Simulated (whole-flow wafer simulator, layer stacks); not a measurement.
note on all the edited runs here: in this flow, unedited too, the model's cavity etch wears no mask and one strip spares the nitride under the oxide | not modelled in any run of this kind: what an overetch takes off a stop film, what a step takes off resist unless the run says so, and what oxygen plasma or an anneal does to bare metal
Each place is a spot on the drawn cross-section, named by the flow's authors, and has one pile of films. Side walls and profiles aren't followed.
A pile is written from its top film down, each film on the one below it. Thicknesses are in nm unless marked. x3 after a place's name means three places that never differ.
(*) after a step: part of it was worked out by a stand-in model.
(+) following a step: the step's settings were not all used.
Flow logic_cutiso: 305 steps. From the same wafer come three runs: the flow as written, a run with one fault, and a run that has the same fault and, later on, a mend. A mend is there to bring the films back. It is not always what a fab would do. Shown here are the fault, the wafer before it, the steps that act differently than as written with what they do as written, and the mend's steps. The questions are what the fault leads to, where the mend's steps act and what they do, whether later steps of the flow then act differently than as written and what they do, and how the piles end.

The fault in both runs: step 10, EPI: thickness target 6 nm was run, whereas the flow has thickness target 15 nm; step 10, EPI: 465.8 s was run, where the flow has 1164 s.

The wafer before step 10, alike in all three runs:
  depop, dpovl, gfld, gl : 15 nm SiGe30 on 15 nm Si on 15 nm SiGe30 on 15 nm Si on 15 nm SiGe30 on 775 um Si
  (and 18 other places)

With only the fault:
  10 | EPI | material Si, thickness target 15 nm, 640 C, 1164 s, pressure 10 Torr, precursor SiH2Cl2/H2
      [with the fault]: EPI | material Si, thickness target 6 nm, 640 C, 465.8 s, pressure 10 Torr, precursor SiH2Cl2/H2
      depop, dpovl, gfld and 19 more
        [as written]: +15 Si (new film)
        [with the fault]: +6 Si (new film)
  Steps later in the flow that act otherwise than as written (4 other steps are not shown; they differ only slightly, by no more than 2% or 0.5 nm, whichever is larger):
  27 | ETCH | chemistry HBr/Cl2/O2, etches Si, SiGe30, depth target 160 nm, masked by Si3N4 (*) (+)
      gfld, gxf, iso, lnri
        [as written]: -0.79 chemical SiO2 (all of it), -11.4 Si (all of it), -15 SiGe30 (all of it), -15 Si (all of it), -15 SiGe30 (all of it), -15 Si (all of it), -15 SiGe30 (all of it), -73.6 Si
        [with the fault]: -0.79 chemical SiO2 (all of it), -2.35 Si (all of it), -15 SiGe30 (all of it), -15 Si (all of it), -15 SiGe30 (all of it), -15 Si (all of it), -15 SiGe30 (all of it), -82.6 Si
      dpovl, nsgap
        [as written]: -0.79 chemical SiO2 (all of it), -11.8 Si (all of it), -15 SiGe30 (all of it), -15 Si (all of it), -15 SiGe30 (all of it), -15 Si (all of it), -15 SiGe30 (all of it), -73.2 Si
        [with the fault]: -0.79 chemical SiO2 (all of it), -2.75 Si (all of it), -15 SiGe30 (all of it), -15 Si (all of it), -15 SiGe30 (all of it), -15 Si (all of it), -15 SiGe30 (all of it), -82.2 Si
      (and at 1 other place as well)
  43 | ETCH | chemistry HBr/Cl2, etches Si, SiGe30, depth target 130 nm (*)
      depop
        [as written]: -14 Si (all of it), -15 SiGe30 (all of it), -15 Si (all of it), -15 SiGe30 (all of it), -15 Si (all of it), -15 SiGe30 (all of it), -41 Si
        [with the fault]: -5.02 Si (all of it), -15 SiGe30 (all of it), -15 Si (all of it), -15 SiGe30 (all of it), -15 Si (all of it), -15 SiGe30 (all of it), -50 Si
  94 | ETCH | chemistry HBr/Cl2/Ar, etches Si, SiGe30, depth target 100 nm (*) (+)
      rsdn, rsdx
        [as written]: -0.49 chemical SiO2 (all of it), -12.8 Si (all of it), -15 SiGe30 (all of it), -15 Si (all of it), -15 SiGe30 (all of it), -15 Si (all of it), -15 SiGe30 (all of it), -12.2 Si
        [with the fault]: -0.49 chemical SiO2 (all of it), -3.82 Si (all of it), -15 SiGe30 (all of it), -15 Si (all of it), -15 SiGe30 (all of it), -15 Si (all of it), -15 SiGe30 (all of it), -21.2 Si
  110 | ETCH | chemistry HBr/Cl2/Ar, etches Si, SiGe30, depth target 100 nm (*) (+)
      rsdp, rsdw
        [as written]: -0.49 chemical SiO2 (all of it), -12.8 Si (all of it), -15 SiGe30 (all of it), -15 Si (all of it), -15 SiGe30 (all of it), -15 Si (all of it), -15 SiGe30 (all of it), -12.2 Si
        [with the fault]: -0.49 chemical SiO2 (all of it), -3.82 Si (all of it), -15 SiGe30 (all of it), -15 Si (all of it), -15 SiGe30 (all of it), -15 Si (all of it), -15 SiGe30 (all of it), -21.2 Si
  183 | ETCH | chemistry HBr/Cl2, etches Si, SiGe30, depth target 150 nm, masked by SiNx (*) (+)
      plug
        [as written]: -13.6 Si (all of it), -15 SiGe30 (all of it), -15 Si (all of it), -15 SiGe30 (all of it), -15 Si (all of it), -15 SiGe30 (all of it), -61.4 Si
        [with the fault]: -4.55 Si (all of it), -15 SiGe30 (all of it), -15 Si (all of it), -15 SiGe30 (all of it), -15 Si (all of it), -15 SiGe30 (all of it), -70.4 Si
  The piles end different from the flow's at gl, glp, gxn and 6 more by more than 2% or 0.5 nm, whichever is larger.
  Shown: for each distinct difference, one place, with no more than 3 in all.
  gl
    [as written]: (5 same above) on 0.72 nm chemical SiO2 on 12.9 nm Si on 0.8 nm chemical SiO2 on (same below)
    [with the fault]: (5 same above) on 0.72 nm chemical SiO2 on 3.85 nm Si on 0.8 nm chemical SiO2 on (same below)
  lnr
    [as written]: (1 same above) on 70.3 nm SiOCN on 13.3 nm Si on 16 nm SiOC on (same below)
    [with the fault]: (1 same above) on 70.3 nm SiOCN on 4.29 nm Si on 16 nm SiOC on (same below)
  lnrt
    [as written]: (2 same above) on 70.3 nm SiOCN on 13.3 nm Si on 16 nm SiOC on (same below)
    [with the fault]: (2 same above) on 70.3 nm SiOCN on 4.29 nm Si on 16 nm SiOC on (same below)

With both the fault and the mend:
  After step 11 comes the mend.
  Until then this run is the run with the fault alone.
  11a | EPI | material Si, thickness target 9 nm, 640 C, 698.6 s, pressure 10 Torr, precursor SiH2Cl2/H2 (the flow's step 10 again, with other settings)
      depop, dpovl, gfld and 19 more
        +9 Si
  None of the later steps of the flow acts differently than as written at any place that is followed.
  By the end, the piles equal the flow's at every place that both follow.
